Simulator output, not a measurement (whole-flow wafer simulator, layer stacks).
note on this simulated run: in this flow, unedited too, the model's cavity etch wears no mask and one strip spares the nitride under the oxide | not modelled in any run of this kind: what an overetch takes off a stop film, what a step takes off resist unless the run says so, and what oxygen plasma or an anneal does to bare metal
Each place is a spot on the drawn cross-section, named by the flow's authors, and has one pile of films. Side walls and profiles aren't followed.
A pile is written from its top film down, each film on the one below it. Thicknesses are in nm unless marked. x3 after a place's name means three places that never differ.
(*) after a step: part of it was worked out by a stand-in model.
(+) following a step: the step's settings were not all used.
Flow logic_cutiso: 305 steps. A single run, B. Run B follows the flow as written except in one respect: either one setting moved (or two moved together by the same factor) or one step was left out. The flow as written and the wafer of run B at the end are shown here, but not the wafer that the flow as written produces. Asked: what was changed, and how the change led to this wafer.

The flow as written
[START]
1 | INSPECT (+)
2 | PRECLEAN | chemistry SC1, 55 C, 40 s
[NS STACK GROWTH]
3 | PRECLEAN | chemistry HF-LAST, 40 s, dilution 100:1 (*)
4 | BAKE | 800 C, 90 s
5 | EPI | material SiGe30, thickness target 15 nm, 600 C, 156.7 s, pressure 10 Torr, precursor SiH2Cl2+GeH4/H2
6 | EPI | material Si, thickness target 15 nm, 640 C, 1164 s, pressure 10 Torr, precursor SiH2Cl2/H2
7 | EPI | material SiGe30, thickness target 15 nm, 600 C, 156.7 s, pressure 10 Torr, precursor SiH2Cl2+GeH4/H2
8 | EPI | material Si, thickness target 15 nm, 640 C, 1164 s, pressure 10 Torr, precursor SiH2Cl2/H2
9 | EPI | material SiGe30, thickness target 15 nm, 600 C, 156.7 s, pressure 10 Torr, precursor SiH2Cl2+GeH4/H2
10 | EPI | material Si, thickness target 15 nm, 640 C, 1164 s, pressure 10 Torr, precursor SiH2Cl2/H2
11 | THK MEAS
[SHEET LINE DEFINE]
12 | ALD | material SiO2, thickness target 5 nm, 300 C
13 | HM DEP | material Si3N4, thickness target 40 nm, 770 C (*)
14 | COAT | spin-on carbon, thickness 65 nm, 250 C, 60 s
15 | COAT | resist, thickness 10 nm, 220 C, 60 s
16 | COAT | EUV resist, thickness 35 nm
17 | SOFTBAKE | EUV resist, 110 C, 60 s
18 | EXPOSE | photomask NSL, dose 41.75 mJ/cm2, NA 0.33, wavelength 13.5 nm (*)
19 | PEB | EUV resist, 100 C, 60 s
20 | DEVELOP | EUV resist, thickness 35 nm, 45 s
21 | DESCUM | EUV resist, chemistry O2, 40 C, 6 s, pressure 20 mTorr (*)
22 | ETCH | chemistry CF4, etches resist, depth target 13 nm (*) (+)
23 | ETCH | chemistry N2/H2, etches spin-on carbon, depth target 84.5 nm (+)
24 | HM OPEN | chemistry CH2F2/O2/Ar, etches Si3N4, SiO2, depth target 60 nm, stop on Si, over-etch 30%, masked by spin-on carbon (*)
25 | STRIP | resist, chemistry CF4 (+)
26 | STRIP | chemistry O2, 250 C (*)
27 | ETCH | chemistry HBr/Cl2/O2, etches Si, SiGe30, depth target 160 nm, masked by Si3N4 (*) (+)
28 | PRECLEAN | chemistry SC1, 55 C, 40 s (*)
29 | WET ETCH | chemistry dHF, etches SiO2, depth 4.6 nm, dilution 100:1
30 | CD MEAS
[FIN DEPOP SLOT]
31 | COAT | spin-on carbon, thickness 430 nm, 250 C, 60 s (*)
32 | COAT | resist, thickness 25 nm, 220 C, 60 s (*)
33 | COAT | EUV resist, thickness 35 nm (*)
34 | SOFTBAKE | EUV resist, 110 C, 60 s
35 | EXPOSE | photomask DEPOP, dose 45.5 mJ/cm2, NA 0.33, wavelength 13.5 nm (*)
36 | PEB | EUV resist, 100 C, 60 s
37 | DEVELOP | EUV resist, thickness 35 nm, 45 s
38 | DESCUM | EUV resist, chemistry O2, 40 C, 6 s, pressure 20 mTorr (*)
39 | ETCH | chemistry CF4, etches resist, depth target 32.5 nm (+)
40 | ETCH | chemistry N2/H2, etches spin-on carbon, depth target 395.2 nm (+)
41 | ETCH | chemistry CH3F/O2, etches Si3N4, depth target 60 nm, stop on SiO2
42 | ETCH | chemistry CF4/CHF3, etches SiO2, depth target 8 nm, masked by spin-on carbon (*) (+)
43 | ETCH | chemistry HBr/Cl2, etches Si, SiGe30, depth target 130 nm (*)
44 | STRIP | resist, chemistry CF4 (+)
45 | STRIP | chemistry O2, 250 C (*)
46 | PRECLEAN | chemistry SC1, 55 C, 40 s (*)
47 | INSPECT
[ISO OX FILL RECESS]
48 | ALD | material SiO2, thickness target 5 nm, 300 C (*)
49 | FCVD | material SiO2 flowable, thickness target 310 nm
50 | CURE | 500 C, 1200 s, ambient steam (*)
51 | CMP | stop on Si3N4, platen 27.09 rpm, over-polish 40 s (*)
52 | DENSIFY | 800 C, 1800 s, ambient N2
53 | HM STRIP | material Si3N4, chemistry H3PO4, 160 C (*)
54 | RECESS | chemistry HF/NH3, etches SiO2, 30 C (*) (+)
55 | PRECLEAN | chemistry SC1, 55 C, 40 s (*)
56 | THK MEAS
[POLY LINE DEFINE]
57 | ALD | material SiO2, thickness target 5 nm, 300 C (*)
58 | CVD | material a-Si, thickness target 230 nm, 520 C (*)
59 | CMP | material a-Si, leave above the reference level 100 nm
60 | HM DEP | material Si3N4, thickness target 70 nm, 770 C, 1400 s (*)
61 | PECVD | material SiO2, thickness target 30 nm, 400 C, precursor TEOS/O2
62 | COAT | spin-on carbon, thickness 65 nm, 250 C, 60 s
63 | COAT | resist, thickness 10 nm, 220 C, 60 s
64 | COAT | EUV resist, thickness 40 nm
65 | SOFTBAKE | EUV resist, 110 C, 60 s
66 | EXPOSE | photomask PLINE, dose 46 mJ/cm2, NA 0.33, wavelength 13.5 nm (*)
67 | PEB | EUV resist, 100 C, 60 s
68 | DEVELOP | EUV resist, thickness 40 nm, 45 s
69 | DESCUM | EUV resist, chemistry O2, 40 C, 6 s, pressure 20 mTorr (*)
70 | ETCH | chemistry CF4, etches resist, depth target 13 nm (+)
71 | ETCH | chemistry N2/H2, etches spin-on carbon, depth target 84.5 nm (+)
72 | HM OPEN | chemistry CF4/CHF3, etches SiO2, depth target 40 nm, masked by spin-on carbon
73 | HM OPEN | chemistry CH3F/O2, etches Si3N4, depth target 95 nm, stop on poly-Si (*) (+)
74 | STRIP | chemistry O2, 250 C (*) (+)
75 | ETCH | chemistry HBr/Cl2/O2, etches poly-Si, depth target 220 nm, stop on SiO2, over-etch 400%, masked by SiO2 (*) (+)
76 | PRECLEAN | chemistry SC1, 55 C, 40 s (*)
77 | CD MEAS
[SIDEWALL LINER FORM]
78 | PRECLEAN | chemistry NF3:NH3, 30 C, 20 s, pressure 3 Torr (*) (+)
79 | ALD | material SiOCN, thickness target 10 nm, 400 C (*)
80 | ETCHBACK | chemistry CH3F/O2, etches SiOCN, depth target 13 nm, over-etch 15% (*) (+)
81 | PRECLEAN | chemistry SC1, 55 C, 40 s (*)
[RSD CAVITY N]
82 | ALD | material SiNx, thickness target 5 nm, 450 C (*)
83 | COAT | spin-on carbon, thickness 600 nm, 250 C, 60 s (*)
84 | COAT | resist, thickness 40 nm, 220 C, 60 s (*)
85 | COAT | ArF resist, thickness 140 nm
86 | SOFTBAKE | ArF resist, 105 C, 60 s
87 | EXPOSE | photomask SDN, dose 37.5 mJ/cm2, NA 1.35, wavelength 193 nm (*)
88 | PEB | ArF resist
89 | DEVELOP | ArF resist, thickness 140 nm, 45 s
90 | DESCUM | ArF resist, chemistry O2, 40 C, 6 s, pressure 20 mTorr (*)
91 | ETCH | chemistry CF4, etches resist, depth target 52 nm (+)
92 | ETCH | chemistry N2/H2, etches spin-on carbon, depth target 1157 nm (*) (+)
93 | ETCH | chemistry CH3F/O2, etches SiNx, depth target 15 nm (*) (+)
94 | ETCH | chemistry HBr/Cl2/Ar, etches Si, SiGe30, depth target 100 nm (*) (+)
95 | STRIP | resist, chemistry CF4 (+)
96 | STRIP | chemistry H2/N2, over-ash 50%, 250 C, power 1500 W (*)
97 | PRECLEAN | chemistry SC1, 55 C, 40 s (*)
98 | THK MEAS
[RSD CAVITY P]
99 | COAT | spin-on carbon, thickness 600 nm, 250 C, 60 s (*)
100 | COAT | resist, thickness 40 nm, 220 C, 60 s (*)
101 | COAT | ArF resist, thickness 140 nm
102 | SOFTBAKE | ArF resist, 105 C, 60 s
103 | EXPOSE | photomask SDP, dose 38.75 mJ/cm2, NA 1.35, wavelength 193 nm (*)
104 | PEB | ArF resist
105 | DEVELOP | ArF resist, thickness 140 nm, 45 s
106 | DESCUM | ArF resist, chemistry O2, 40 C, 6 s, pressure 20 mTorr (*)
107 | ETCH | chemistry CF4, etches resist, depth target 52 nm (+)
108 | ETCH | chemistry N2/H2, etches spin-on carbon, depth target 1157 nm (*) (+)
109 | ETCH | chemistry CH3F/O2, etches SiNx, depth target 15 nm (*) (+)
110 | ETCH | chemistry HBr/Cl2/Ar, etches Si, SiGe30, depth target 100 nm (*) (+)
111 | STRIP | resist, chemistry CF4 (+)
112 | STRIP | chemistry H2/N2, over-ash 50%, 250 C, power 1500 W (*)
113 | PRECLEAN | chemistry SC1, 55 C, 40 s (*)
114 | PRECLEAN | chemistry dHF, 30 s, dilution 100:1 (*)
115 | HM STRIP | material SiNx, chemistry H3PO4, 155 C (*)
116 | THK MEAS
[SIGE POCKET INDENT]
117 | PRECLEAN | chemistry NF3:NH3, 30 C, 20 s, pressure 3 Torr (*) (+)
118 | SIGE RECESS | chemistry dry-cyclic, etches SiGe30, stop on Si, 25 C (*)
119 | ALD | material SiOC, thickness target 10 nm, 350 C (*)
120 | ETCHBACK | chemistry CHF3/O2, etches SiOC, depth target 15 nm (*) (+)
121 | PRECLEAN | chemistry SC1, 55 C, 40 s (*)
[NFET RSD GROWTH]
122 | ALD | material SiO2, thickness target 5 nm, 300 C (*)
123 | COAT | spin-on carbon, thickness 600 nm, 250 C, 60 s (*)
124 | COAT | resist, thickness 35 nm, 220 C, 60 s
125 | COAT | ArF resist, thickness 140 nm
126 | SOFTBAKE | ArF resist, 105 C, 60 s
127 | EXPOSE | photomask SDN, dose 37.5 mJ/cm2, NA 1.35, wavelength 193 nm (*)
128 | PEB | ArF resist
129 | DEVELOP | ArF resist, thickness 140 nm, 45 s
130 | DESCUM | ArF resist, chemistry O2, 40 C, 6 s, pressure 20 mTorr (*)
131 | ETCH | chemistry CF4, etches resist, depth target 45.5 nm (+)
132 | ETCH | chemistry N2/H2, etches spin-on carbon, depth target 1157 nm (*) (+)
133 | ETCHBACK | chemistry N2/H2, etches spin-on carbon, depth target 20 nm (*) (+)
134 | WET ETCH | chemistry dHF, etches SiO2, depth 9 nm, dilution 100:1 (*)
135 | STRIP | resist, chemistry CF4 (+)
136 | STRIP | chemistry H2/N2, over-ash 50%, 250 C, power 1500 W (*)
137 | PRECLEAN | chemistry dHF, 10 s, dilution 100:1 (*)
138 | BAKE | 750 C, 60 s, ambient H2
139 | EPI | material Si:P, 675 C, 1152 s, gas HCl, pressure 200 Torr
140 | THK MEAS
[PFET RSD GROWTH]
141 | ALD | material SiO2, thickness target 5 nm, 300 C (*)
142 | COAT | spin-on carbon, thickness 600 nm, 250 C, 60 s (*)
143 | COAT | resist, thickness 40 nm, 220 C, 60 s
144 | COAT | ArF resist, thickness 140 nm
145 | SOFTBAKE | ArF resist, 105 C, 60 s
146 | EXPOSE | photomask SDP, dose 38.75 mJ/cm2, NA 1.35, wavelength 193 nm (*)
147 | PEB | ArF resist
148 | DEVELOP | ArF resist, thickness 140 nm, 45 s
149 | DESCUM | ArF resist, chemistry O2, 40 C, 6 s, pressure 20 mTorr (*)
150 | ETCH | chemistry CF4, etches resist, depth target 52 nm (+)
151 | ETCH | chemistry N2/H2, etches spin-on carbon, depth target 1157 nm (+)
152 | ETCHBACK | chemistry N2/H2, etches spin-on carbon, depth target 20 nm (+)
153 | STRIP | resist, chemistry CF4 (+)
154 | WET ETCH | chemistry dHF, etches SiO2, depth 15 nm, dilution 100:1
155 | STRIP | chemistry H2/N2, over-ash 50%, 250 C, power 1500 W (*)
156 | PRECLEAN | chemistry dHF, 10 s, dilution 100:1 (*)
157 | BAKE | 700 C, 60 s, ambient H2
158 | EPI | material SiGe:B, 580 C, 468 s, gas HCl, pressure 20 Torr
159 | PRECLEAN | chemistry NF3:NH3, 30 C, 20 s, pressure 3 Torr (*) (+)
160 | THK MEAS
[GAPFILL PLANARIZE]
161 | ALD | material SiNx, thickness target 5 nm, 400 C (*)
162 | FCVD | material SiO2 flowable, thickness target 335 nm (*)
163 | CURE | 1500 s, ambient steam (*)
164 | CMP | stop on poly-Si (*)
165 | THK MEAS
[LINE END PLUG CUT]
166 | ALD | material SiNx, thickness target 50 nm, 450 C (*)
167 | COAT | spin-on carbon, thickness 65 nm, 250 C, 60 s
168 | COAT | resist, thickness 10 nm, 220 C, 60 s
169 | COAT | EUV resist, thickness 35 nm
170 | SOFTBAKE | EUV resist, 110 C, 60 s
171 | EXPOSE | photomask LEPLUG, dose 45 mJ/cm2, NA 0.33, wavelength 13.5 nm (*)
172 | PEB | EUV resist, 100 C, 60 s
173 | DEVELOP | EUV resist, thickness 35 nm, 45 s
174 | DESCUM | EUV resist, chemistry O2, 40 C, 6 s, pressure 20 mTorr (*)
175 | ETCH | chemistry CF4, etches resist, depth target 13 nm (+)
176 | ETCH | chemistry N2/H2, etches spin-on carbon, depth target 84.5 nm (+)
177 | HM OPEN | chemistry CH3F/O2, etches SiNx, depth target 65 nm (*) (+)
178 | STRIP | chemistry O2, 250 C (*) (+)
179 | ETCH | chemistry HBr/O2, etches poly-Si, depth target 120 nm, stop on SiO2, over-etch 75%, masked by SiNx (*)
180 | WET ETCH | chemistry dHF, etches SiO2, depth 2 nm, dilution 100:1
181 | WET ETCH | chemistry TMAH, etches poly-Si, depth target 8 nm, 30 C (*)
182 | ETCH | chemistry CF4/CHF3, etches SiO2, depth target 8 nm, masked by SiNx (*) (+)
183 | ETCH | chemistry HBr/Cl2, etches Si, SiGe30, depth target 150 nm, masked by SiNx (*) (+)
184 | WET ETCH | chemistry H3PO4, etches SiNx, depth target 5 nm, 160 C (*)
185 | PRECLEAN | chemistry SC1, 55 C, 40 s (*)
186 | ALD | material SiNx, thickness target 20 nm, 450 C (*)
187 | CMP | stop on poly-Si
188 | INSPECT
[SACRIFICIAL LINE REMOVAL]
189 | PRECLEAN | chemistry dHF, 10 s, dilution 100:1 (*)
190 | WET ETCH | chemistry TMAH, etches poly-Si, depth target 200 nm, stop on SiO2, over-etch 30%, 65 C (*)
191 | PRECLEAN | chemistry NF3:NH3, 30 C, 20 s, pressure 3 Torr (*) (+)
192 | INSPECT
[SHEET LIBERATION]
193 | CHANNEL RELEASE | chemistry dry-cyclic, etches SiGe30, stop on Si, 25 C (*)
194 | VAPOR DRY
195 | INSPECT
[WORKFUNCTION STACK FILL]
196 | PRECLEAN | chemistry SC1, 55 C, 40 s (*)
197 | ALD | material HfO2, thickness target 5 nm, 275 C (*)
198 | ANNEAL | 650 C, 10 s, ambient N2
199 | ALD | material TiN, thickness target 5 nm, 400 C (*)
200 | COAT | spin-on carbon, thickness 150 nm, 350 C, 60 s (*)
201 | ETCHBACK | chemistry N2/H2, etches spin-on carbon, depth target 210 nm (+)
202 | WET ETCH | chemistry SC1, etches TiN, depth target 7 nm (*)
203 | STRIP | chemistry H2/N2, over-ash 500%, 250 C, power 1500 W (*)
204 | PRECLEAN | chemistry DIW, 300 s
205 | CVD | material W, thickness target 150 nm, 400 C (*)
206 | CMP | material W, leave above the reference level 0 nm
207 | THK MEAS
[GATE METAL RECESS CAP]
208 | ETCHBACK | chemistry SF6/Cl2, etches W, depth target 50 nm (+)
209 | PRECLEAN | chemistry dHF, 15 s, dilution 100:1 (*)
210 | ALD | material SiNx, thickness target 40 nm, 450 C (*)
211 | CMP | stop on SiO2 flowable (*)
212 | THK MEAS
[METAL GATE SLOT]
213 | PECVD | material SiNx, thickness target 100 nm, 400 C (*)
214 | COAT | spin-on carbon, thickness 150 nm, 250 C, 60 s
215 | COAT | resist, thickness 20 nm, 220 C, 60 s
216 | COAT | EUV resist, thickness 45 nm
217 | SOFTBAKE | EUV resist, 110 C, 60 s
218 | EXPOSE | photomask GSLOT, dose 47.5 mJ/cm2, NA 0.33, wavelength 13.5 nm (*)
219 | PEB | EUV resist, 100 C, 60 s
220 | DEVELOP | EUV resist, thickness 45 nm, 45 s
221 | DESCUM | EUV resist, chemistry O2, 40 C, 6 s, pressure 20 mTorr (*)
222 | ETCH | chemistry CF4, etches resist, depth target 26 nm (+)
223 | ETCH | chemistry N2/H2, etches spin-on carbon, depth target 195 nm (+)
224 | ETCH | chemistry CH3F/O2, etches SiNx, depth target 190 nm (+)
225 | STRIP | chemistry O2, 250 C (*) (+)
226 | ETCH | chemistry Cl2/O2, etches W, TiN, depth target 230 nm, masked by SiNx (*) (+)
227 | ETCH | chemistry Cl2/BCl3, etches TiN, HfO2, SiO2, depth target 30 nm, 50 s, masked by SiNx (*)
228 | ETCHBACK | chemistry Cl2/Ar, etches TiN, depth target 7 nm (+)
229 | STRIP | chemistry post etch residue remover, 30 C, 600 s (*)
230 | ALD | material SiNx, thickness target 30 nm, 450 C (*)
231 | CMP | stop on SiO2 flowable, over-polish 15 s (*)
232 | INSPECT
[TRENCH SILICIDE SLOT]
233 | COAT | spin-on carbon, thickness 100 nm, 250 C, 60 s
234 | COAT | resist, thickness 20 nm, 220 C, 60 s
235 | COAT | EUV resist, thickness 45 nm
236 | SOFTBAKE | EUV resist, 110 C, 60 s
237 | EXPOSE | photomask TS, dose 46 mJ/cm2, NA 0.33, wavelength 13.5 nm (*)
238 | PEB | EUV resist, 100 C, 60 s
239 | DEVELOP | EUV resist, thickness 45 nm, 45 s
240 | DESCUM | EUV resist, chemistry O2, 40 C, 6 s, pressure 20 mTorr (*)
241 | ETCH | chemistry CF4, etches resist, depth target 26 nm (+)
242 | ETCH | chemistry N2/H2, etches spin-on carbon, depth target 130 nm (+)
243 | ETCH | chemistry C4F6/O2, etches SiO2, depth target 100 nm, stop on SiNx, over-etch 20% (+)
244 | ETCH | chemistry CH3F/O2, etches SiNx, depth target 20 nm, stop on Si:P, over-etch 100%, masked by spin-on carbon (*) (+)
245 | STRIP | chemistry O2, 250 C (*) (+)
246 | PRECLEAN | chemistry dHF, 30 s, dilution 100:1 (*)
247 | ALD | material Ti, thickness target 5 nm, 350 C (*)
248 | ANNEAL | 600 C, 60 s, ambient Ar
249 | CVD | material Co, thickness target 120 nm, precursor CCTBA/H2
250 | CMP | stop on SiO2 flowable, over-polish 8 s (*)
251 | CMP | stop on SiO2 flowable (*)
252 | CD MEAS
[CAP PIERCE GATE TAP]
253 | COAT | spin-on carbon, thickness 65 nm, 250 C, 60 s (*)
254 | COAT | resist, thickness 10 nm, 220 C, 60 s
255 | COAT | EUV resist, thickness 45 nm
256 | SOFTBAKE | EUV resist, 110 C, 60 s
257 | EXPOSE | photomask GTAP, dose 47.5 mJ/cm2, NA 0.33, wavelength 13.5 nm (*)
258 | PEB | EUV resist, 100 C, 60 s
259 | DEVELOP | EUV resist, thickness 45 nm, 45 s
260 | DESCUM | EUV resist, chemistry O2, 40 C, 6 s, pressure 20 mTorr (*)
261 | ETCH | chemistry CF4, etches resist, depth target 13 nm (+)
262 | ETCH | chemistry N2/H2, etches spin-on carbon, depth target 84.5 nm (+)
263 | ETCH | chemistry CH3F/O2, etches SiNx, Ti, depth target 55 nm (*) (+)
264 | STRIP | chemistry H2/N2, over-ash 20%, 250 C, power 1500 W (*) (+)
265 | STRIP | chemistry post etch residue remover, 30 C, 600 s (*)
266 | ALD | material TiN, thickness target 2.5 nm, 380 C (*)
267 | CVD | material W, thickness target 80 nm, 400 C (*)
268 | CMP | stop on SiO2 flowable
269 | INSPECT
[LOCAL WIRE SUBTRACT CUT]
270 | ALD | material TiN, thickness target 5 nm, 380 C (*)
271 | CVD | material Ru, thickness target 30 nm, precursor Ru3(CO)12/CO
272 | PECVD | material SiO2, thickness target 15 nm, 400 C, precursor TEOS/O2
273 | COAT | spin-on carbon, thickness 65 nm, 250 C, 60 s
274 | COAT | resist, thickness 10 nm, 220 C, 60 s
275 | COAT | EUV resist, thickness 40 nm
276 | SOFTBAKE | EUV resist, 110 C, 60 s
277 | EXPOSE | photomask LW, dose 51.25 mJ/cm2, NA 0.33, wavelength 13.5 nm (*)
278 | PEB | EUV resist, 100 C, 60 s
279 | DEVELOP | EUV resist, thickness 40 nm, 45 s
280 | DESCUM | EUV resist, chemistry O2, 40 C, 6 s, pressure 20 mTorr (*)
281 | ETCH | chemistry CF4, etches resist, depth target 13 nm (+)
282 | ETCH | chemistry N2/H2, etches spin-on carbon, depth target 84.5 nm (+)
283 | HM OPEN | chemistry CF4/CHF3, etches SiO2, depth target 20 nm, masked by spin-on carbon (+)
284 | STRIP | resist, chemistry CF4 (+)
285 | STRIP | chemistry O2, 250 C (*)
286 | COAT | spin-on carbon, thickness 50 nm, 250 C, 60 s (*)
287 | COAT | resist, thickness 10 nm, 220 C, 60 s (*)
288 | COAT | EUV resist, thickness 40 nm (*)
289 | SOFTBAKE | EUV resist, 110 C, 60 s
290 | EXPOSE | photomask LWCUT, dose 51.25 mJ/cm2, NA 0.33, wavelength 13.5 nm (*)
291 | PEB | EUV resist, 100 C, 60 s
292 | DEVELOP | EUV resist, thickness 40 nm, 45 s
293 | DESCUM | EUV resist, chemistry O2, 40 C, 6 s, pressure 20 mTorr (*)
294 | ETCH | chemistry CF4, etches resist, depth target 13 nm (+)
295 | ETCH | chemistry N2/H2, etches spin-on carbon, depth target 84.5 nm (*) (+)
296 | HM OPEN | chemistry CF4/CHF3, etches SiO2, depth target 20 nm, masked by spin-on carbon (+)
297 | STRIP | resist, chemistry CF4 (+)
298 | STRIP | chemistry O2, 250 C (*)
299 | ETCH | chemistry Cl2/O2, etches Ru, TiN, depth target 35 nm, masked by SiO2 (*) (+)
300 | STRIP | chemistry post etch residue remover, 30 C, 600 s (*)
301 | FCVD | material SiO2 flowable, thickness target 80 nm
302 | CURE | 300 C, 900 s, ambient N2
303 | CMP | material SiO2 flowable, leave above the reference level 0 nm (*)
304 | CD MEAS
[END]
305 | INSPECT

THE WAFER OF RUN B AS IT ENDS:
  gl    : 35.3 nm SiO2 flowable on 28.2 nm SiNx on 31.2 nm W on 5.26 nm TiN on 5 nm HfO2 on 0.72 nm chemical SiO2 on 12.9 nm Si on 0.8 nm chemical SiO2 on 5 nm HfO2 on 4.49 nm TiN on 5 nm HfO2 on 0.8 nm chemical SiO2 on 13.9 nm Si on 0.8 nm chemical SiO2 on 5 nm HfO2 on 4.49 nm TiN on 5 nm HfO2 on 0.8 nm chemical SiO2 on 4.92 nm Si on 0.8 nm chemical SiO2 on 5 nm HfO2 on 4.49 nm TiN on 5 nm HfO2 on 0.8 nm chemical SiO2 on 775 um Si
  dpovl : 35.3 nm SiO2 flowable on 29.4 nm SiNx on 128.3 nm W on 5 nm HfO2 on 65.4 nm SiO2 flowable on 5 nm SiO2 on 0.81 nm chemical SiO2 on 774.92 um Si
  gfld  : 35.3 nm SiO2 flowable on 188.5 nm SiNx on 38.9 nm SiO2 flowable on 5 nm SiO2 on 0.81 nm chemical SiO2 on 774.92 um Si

What caused this: step 6, EPI: thickness target 6 nm was run, though the flow has thickness target 15 nm; step 6, EPI: 465.8 s was run, where the flow has 1164 s.

The path from the change to this, step by step:
  6 | EPI | material Si, thickness target 15 nm, 640 C, 1164 s, pressure 10 Torr, precursor SiH2Cl2/H2
      depop, dpovl, gfld and 19 more: +6 Si (new film) (as written it would have been: +15 Si (new film))
  27 | ETCH | chemistry HBr/Cl2/O2, etches Si, SiGe30, depth target 160 nm, masked by Si3N4 (*) (+)
      gfld, gxf, iso, lnri: -0.79 chemical SiO2 (all of it), -11.4 Si (all of it), -15 SiGe30 (all of it), -15 Si (all of it), -15 SiGe30 (all of it), -6 Si (all of it), -15 SiGe30 (all of it), -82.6 Si (as written it would have been: -0.79 chemical SiO2 (all of it), -11.4 Si (all of it), -15 SiGe30 (all of it), -15 Si (all of it), -15 SiGe30 (all of it), -15 Si (all of it), -15 SiGe30 (all of it), -73.6 Si)
      dpovl, nsgap: -0.79 chemical SiO2 (all of it), -11.8 Si (all of it), -15 SiGe30 (all of it), -15 Si (all of it), -15 SiGe30 (all of it), -6 Si (all of it), -15 SiGe30 (all of it), -82.2 Si (as written it would have been: -0.79 chemical SiO2 (all of it), -11.8 Si (all of it), -15 SiGe30 (all of it), -15 Si (all of it), -15 SiGe30 (all of it), -15 Si (all of it), -15 SiGe30 (all of it), -73.2 Si)
      (also at 1 further place)
  43 | ETCH | chemistry HBr/Cl2, etches Si, SiGe30, depth target 130 nm (*)
      depop: -14 Si (all of it), -15 SiGe30 (all of it), -15 Si (all of it), -15 SiGe30 (all of it), -6 Si (all of it), -15 SiGe30 (all of it), -50 Si (as written it would have been: -14 Si (all of it), -15 SiGe30 (all of it), -15 Si (all of it), -15 SiGe30 (all of it), -15 Si (all of it), -15 SiGe30 (all of it), -41 Si)
  94 | ETCH | chemistry HBr/Cl2/Ar, etches Si, SiGe30, depth target 100 nm (*) (+)
      rsdn, rsdx: -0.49 chemical SiO2 (all of it), -12.8 Si (all of it), -15 SiGe30 (all of it), -15 Si (all of it), -15 SiGe30 (all of it), -6 Si (all of it), -15 SiGe30 (all of it), -21.2 Si (as written it would have been: -0.49 chemical SiO2 (all of it), -12.8 Si (all of it), -15 SiGe30 (all of it), -15 Si (all of it), -15 SiGe30 (all of it), -15 Si (all of it), -15 SiGe30 (all of it), -12.2 Si)
  110 | ETCH | chemistry HBr/Cl2/Ar, etches Si, SiGe30, depth target 100 nm (*) (+)
      rsdp, rsdw: -0.49 chemical SiO2 (all of it), -12.8 Si (all of it), -15 SiGe30 (all of it), -15 Si (all of it), -15 SiGe30 (all of it), -6 Si (all of it), -15 SiGe30 (all of it), -21.2 Si (as written it would have been: -0.49 chemical SiO2 (all of it), -12.8 Si (all of it), -15 SiGe30 (all of it), -15 Si (all of it), -15 SiGe30 (all of it), -15 Si (all of it), -15 SiGe30 (all of it), -12.2 Si)
  183 | ETCH | chemistry HBr/Cl2, etches Si, SiGe30, depth target 150 nm, masked by SiNx (*) (+)
      plug: -13.6 Si (all of it), -15 SiGe30 (all of it), -15 Si (all of it), -15 SiGe30 (all of it), -6 Si (all of it), -15 SiGe30 (all of it), -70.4 Si (as written it would have been: -13.6 Si (all of it), -15 SiGe30 (all of it), -15 Si (all of it), -15 SiGe30 (all of it), -15 Si (all of it), -15 SiGe30 (all of it), -61.4 Si)
